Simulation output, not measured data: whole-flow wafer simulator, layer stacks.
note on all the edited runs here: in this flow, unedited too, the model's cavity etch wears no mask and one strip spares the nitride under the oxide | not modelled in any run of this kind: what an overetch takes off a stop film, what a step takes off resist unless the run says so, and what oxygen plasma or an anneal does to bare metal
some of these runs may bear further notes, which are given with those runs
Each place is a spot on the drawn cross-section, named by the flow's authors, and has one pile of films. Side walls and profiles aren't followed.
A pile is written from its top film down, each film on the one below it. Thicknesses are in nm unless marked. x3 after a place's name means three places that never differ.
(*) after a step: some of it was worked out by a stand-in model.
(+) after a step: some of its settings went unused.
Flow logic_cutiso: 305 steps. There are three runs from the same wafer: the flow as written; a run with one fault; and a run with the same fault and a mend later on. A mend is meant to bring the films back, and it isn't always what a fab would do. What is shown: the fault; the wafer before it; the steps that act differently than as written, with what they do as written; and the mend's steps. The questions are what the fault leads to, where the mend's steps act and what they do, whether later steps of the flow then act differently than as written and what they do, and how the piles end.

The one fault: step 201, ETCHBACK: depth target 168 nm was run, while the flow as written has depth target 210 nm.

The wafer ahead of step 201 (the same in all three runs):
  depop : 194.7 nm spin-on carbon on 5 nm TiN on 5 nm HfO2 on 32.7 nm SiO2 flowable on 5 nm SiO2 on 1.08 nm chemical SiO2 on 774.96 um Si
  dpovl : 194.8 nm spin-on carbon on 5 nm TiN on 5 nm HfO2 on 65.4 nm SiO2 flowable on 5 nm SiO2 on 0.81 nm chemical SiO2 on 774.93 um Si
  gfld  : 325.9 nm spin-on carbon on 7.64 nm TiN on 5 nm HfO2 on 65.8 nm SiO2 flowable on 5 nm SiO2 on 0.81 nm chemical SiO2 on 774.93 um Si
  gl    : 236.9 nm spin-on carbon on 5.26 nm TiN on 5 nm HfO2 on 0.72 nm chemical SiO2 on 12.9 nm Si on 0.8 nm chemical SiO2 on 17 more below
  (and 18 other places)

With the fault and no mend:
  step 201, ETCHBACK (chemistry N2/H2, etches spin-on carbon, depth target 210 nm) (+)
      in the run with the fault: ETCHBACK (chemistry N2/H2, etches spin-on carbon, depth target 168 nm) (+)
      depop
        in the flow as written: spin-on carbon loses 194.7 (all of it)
        in the run with the fault: spin-on carbon loses 168
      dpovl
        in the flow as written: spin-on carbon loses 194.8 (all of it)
        in the run with the fault: spin-on carbon loses 168
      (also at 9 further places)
  Steps later in the flow that act otherwise than as written (1 more step, not shown, differs only slightly: by at most 2% or 0.5 nm, whichever is larger):
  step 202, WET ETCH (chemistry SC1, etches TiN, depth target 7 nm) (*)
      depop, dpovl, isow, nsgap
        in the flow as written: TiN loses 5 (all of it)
        in the run with the fault: spin-on carbon loses 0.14
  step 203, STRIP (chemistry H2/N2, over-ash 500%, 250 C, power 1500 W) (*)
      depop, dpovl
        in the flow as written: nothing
        in the run with the fault: spin-on carbon loses 26.6 (all of it)
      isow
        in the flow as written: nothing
        in the run with the fault: spin-on carbon loses 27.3 (all of it)
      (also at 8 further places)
  At depop, dpovl, isow, nsgap, the piles at the end differ from the flow's by more than 2% or 0.5 nm, whichever is larger.
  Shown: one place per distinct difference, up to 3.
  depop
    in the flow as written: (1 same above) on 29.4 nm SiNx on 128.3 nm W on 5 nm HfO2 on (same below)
    in the run with the fault: (1 same above) on 29.4 nm SiNx on 123.3 nm W on 5 nm TiN on 5 nm HfO2 on (same below)

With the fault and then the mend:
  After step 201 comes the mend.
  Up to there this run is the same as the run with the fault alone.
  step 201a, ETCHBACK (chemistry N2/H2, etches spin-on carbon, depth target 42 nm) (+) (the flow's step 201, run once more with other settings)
      gfld, gl, glp, gxf, gxn, gxp, tap
        spin-on carbon loses 42
      depop
        spin-on carbon loses 26.7 (all of it)
      dpovl
        spin-on carbon loses 26.8 (all of it)
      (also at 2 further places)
  Later steps of the flow that are run all act as written at every place that is followed.
  At every place that both follow, the piles at the end match the flow's.
